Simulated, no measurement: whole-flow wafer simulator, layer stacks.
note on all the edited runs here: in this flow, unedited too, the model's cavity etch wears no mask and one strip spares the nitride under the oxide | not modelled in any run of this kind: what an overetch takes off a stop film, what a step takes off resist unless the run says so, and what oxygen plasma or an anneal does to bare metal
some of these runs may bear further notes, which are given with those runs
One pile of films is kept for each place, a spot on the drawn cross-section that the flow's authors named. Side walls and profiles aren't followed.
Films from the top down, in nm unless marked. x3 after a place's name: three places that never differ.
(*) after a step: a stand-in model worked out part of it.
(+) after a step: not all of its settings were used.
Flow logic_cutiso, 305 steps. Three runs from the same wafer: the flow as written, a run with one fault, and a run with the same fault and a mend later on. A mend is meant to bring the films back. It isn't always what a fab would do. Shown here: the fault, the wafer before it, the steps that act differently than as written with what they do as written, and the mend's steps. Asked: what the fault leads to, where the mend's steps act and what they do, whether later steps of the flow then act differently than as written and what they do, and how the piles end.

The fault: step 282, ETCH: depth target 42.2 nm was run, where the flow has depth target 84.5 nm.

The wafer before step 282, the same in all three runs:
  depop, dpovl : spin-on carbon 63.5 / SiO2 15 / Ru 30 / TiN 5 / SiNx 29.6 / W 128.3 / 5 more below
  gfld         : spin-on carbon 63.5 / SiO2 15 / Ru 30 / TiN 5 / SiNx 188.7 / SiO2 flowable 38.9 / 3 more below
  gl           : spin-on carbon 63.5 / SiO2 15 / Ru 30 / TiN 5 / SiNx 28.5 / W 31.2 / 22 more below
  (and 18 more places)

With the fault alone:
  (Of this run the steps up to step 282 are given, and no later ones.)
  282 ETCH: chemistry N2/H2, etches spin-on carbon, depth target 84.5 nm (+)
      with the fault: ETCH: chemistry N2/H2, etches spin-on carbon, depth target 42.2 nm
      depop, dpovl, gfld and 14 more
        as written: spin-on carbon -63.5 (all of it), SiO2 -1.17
        with the fault: spin-on carbon -42.2
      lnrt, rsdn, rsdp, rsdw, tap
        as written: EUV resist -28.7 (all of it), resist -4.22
        with the fault: EUV resist -28.7 (all of it), resist -1.4
  After step 282 the piles differ from the flow's by more than 2% or 0.5 nm, whichever is larger, at depop, dpovl, gfld and 19 more.
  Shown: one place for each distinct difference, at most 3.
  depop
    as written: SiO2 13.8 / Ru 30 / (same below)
    with the fault: spin-on carbon 21.3 / SiO2 15 / Ru 30 / (same below)
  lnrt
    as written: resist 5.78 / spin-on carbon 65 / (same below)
    with the fault: resist 8.6 / spin-on carbon 65 / (same below)

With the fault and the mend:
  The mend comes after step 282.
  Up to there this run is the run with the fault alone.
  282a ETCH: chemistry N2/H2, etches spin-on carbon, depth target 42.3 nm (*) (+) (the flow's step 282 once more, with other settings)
      depop, dpovl, gfld and 14 more
        spin-on carbon -21.3 (all of it), SiO2 -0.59
      lnrt, rsdn, rsdp, rsdw, tap
        resist -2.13
  Later steps of the flow that act differently than as written (5 more steps differ only slightly, by at most 2% or 0.5 nm, whichever is larger, and aren't shown):
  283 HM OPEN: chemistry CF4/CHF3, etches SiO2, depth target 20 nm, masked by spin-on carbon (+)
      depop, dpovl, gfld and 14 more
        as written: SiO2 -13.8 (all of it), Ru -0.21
        with the mend: SiO2 -14.4 (all of it), Ru -0.19
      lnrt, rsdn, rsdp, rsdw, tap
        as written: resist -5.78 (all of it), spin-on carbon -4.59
        with the mend: resist -6.47 (all of it), spin-on carbon -4.36
  At the end the piles differ from the flow's only slightly at the places that both follow, by at most 2% or 0.5 nm, whichever is larger.
